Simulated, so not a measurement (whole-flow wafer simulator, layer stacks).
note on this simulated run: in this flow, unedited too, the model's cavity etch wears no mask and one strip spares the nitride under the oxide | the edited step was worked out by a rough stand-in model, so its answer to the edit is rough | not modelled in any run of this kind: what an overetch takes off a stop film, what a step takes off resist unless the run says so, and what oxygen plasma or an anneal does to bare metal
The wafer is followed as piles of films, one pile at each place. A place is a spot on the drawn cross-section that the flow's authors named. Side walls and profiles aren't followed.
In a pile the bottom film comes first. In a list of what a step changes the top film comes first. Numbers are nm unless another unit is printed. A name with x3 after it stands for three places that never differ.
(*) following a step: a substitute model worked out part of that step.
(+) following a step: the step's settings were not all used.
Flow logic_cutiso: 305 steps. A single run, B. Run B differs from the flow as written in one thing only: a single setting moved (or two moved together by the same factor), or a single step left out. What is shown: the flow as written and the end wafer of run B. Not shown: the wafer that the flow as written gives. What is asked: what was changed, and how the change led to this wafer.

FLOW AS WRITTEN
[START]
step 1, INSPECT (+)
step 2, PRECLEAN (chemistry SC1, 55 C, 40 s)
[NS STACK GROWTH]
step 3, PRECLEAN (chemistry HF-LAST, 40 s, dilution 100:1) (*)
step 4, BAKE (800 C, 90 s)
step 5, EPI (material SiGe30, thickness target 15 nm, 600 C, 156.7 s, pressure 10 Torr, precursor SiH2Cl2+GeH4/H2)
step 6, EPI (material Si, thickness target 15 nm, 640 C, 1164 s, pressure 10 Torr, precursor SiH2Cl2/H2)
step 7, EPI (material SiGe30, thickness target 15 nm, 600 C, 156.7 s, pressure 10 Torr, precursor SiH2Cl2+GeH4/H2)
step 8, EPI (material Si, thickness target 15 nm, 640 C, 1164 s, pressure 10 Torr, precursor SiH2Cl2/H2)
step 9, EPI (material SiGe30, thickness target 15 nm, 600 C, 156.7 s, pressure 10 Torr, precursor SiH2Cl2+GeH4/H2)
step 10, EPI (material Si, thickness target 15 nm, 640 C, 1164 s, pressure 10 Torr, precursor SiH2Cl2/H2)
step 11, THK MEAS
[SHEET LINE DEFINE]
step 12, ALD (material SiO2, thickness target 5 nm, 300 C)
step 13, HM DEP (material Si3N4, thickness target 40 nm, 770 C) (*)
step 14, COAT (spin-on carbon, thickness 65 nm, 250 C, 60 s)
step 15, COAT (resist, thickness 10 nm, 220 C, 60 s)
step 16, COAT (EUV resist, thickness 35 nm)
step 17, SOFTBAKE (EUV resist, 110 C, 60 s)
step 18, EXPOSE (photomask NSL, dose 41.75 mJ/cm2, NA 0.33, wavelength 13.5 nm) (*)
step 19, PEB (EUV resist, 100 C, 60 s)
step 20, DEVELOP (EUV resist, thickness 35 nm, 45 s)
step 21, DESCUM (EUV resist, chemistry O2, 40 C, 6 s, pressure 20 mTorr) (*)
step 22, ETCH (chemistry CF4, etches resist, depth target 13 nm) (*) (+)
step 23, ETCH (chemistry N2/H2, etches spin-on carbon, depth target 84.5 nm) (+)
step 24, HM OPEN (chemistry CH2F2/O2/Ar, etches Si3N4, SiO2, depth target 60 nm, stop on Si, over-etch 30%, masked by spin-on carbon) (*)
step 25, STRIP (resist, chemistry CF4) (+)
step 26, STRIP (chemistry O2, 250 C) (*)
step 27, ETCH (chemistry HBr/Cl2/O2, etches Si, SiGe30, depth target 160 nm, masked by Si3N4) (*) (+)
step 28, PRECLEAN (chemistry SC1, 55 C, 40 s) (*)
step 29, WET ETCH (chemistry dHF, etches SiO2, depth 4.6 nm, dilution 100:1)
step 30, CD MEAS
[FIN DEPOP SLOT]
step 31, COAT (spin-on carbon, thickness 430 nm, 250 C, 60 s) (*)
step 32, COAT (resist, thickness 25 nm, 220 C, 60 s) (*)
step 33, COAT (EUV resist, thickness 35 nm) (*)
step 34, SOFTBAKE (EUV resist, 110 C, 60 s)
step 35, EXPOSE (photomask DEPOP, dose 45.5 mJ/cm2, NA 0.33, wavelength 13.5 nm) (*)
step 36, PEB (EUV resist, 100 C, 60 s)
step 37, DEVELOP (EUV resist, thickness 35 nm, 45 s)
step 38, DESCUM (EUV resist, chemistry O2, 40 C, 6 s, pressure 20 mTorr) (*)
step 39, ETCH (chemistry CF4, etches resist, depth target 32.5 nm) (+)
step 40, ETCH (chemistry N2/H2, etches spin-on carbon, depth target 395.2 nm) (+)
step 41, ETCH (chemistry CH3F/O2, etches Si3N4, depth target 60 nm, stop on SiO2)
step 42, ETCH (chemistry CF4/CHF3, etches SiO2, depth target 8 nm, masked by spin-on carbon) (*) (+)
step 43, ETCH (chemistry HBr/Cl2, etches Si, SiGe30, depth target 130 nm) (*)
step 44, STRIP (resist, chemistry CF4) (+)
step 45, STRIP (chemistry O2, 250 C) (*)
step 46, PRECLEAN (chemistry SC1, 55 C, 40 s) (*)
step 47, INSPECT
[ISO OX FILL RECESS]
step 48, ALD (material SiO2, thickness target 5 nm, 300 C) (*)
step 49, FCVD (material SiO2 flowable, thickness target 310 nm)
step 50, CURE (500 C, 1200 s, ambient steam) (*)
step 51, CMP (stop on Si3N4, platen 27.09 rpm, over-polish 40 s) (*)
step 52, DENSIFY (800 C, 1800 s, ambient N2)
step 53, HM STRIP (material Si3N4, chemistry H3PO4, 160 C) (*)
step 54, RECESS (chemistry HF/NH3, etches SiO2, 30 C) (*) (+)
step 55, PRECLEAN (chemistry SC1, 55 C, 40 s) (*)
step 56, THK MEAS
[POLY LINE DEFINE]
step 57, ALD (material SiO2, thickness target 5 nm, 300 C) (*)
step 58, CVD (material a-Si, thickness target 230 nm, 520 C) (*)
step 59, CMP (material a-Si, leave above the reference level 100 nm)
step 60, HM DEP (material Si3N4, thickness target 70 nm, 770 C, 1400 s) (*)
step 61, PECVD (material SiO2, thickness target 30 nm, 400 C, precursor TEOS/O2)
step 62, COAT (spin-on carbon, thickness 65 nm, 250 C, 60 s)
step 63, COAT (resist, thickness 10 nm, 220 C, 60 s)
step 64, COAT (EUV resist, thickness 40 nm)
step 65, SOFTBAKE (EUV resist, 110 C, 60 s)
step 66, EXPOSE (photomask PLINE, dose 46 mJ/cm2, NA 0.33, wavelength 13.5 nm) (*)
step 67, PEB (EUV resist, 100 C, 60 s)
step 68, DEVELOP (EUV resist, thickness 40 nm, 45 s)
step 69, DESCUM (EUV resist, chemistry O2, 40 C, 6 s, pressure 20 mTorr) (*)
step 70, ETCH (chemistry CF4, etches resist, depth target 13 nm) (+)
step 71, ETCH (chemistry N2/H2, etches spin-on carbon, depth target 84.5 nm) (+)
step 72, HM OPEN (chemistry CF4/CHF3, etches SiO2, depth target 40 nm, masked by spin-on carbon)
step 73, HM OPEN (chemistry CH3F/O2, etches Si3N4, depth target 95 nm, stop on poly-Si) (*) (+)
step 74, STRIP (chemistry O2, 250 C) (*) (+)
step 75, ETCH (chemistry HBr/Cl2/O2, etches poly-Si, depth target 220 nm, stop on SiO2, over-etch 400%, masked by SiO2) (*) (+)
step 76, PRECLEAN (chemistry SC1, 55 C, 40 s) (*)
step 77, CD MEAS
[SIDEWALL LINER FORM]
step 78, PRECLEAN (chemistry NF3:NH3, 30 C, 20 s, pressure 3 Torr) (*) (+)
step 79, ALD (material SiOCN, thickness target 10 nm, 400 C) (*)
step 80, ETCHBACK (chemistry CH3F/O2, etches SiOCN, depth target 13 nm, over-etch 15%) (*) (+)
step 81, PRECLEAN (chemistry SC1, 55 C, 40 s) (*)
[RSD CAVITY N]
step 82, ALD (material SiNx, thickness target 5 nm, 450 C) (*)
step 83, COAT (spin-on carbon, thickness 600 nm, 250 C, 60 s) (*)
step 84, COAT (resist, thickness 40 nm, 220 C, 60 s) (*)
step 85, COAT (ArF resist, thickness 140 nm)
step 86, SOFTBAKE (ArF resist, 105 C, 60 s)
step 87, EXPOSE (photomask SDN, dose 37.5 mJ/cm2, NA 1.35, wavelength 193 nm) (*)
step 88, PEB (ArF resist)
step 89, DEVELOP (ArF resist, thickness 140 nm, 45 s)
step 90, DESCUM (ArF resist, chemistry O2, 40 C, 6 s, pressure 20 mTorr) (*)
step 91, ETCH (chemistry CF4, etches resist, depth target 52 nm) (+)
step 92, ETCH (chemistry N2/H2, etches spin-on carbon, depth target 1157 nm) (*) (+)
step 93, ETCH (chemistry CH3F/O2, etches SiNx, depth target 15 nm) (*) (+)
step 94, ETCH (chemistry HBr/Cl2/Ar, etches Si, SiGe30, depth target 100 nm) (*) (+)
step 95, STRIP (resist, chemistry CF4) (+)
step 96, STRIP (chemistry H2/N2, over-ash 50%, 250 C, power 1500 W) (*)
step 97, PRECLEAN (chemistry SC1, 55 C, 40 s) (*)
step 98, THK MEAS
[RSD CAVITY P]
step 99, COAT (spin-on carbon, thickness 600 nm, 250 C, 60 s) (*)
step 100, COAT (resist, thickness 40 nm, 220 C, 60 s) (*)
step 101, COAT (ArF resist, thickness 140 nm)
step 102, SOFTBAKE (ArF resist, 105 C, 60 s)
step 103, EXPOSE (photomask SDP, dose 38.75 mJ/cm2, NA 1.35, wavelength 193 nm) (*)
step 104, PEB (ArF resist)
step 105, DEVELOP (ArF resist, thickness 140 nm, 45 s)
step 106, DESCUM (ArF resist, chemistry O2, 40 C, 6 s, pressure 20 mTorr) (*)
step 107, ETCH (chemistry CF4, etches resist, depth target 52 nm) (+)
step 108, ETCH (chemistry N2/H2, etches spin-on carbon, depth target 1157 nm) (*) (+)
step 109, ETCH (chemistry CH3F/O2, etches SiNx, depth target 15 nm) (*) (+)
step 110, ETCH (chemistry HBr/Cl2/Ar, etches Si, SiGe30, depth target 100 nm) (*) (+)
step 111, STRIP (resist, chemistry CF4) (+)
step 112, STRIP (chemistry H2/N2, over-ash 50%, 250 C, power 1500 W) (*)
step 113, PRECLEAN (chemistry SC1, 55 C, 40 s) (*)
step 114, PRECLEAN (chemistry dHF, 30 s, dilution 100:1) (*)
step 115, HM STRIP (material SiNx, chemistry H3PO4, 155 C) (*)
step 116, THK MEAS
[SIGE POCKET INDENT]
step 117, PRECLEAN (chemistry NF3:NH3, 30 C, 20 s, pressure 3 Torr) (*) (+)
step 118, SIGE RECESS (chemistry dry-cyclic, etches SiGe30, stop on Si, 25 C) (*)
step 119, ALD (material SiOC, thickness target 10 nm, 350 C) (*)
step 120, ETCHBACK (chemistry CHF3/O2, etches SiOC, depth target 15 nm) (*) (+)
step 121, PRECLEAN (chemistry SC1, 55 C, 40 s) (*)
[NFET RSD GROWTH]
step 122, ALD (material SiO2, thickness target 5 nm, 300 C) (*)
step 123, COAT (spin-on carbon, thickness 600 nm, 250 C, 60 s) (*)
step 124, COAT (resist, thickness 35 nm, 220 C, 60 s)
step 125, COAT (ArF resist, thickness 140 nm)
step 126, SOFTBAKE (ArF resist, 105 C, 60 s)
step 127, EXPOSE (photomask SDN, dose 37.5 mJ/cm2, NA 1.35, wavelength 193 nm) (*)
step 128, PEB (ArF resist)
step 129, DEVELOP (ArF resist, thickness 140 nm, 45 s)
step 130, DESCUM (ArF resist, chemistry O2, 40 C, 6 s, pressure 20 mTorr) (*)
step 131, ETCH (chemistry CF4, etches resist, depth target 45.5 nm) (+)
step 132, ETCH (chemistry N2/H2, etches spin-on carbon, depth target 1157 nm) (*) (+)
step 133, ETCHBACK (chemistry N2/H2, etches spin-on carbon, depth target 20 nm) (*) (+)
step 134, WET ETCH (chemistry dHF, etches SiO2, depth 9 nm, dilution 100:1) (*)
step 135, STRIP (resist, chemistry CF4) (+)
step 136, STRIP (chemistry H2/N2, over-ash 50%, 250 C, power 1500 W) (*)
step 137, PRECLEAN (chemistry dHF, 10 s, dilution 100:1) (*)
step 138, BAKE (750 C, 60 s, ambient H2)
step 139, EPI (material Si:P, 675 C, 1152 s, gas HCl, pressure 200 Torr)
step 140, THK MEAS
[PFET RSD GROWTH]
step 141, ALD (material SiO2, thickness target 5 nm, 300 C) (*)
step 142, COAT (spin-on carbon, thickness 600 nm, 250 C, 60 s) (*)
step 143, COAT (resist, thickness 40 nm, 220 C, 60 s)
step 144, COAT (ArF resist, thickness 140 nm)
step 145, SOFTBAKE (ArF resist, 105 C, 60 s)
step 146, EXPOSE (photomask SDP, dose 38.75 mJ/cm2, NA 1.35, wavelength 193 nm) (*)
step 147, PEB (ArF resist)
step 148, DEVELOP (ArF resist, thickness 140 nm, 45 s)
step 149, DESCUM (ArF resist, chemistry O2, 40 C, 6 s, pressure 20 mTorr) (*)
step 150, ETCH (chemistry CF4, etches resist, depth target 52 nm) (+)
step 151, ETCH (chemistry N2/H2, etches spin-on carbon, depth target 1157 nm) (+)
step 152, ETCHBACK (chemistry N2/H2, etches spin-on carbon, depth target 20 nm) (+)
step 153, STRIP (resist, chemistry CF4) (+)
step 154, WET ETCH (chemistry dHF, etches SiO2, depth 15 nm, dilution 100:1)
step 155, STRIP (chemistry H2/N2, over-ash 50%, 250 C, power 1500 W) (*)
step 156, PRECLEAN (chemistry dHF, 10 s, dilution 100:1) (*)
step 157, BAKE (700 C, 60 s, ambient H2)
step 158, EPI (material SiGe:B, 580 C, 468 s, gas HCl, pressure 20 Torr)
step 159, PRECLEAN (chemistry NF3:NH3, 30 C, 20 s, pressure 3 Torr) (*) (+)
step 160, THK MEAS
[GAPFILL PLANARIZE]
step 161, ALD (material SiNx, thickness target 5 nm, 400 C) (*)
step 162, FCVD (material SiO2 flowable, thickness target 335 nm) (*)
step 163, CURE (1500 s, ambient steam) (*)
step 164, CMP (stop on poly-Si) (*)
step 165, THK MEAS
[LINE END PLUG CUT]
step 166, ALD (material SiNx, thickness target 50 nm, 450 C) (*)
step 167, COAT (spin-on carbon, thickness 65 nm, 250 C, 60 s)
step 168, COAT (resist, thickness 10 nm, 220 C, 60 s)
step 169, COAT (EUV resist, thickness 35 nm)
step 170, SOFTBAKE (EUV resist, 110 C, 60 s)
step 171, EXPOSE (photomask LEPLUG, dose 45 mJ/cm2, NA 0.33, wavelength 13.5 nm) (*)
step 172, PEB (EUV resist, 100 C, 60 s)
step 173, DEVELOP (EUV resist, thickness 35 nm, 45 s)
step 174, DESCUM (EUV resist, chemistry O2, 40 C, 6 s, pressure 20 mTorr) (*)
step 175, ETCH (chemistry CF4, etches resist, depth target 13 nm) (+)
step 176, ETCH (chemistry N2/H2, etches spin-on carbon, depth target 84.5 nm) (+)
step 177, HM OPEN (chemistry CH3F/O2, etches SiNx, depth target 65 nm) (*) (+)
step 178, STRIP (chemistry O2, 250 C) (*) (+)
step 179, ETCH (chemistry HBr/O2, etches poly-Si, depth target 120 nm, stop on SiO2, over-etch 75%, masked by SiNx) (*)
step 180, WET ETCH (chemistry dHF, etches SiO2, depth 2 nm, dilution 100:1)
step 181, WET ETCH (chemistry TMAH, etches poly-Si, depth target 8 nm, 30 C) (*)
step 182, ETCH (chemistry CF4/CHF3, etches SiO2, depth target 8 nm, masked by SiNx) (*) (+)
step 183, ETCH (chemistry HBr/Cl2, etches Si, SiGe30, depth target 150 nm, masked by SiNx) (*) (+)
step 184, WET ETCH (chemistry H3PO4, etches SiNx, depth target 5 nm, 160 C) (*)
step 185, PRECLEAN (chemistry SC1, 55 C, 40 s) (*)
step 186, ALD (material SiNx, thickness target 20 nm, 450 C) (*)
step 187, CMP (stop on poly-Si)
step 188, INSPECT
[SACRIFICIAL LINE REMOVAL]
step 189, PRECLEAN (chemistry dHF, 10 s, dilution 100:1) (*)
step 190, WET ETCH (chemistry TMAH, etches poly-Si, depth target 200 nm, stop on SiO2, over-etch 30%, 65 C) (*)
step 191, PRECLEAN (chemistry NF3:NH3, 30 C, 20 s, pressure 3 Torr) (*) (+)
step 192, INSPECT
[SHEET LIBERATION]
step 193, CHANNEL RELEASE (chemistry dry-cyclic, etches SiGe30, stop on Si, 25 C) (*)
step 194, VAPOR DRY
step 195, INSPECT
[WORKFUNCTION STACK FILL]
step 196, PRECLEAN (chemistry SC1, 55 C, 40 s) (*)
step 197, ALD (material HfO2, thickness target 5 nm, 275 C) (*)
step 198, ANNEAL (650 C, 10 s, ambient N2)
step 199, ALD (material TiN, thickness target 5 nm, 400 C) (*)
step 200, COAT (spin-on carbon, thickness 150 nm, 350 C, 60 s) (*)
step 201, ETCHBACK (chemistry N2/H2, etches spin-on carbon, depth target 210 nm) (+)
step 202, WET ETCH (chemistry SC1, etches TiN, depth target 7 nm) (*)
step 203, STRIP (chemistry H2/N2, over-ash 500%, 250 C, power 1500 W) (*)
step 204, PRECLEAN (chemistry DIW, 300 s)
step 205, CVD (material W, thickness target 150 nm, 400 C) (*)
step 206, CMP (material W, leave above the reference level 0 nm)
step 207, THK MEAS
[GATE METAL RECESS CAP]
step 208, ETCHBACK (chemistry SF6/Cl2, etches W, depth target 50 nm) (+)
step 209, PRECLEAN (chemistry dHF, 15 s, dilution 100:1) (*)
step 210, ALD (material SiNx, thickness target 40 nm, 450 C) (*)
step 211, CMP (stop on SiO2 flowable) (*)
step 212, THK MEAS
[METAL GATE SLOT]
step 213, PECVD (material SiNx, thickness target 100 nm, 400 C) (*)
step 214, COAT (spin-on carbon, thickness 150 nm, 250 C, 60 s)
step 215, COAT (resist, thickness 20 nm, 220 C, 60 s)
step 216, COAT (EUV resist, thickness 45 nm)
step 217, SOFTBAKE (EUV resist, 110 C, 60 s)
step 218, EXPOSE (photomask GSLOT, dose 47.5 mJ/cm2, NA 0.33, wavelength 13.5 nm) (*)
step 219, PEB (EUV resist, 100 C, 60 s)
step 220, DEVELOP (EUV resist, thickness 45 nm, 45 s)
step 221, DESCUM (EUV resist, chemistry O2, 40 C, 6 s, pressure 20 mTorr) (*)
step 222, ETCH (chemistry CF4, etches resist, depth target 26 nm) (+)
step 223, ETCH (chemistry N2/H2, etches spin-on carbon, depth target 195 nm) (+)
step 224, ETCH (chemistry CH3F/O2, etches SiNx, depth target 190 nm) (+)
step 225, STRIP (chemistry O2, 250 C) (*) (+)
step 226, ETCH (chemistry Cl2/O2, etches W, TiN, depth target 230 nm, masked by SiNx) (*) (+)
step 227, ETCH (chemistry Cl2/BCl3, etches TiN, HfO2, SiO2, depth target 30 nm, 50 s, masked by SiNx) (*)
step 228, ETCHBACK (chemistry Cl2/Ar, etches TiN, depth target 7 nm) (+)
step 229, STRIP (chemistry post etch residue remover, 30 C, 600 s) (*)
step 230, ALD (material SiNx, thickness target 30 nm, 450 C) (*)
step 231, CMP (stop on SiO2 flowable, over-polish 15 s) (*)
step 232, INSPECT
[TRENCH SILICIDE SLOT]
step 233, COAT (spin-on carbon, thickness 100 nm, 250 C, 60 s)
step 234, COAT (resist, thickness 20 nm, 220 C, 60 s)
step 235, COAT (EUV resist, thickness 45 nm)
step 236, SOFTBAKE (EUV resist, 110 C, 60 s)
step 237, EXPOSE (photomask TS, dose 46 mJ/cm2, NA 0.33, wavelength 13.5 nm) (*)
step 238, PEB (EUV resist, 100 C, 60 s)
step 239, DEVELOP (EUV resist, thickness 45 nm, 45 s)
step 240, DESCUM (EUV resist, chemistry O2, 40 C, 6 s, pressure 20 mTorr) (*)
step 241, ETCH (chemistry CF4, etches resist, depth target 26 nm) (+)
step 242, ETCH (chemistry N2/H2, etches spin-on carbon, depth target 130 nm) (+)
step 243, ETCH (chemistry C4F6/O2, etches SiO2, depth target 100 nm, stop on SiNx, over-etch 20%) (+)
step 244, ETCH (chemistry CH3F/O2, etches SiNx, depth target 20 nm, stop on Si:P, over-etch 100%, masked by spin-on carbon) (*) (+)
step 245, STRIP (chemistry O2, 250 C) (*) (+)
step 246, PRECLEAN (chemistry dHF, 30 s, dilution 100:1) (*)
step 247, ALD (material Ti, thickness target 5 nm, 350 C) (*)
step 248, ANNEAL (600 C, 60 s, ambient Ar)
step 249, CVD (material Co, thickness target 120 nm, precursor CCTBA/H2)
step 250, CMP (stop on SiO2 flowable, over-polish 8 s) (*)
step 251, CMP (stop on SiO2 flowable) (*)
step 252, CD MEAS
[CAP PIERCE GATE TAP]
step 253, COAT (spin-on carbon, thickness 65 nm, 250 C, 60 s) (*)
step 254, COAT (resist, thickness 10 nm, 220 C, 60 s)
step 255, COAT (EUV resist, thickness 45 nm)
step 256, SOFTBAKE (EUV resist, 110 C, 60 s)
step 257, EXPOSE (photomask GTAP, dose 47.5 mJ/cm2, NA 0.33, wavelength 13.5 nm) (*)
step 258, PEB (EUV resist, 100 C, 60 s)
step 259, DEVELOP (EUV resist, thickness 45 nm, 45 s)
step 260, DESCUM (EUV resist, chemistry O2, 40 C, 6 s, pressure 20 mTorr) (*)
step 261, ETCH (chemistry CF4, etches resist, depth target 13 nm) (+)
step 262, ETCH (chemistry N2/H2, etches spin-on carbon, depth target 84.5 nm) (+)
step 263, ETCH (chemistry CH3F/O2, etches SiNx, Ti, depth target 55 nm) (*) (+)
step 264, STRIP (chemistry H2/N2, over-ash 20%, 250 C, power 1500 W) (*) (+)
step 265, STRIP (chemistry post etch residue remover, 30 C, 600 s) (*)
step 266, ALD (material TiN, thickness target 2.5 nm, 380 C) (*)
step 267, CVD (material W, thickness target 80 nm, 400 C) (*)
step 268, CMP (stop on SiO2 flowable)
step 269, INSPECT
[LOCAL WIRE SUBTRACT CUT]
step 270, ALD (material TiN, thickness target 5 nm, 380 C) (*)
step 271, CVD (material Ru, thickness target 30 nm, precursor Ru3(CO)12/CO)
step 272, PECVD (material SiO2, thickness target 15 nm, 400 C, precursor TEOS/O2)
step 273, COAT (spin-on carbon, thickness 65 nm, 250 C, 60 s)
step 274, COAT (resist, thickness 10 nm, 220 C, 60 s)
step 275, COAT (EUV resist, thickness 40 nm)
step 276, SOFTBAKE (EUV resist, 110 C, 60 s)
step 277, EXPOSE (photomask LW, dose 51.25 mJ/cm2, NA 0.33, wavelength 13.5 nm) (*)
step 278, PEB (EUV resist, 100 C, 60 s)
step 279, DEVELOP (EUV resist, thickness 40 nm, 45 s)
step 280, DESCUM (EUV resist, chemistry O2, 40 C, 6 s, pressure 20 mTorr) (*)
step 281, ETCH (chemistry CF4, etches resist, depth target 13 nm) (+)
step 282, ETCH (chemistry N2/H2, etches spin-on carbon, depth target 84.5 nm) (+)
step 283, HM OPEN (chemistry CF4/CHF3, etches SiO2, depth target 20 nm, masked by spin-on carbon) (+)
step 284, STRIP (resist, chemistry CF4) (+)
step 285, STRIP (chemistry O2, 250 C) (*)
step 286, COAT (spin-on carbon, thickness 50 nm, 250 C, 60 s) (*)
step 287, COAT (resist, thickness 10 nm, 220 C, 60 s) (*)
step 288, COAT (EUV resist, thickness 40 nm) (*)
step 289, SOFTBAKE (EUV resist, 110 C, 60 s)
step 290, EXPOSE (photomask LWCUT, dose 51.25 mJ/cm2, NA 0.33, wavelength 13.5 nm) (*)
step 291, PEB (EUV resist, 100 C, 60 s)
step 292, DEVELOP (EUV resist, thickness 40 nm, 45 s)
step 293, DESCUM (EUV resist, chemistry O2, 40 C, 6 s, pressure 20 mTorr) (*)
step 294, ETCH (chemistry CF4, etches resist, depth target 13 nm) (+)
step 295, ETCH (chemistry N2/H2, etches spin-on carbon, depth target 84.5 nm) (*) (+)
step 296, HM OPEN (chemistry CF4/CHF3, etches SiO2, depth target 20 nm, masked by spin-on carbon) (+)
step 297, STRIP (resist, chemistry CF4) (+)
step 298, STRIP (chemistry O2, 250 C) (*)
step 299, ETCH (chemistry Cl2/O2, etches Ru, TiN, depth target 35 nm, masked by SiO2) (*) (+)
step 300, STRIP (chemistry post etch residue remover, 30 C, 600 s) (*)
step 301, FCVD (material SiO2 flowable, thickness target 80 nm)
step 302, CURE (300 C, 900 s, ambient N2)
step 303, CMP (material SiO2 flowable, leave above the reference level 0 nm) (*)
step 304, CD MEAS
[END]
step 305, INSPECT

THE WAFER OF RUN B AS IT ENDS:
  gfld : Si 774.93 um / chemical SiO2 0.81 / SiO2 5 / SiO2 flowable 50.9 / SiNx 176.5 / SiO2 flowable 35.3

Cause: step 227, ETCH: depth target 18 nm was run, whereas the flow has depth target 30 nm.

Step by step, how the change led to this:
  step 227, ETCH (chemistry Cl2/BCl3, etches TiN, HfO2, SiO2, depth target 30 nm, 50 s, masked by SiNx) (*)
      gfld: -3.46 HfO2 (all of it), -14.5 SiO2 flowable (as written it would have been: -3.46 HfO2 (all of it), -26.5 SiO2 flowable)
  step 230, ALD (material SiNx, thickness target 30 nm, 450 C) (*)
      gfld: +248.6 SiNx (new film) (as written it would have been: +260.6 SiNx (new film))
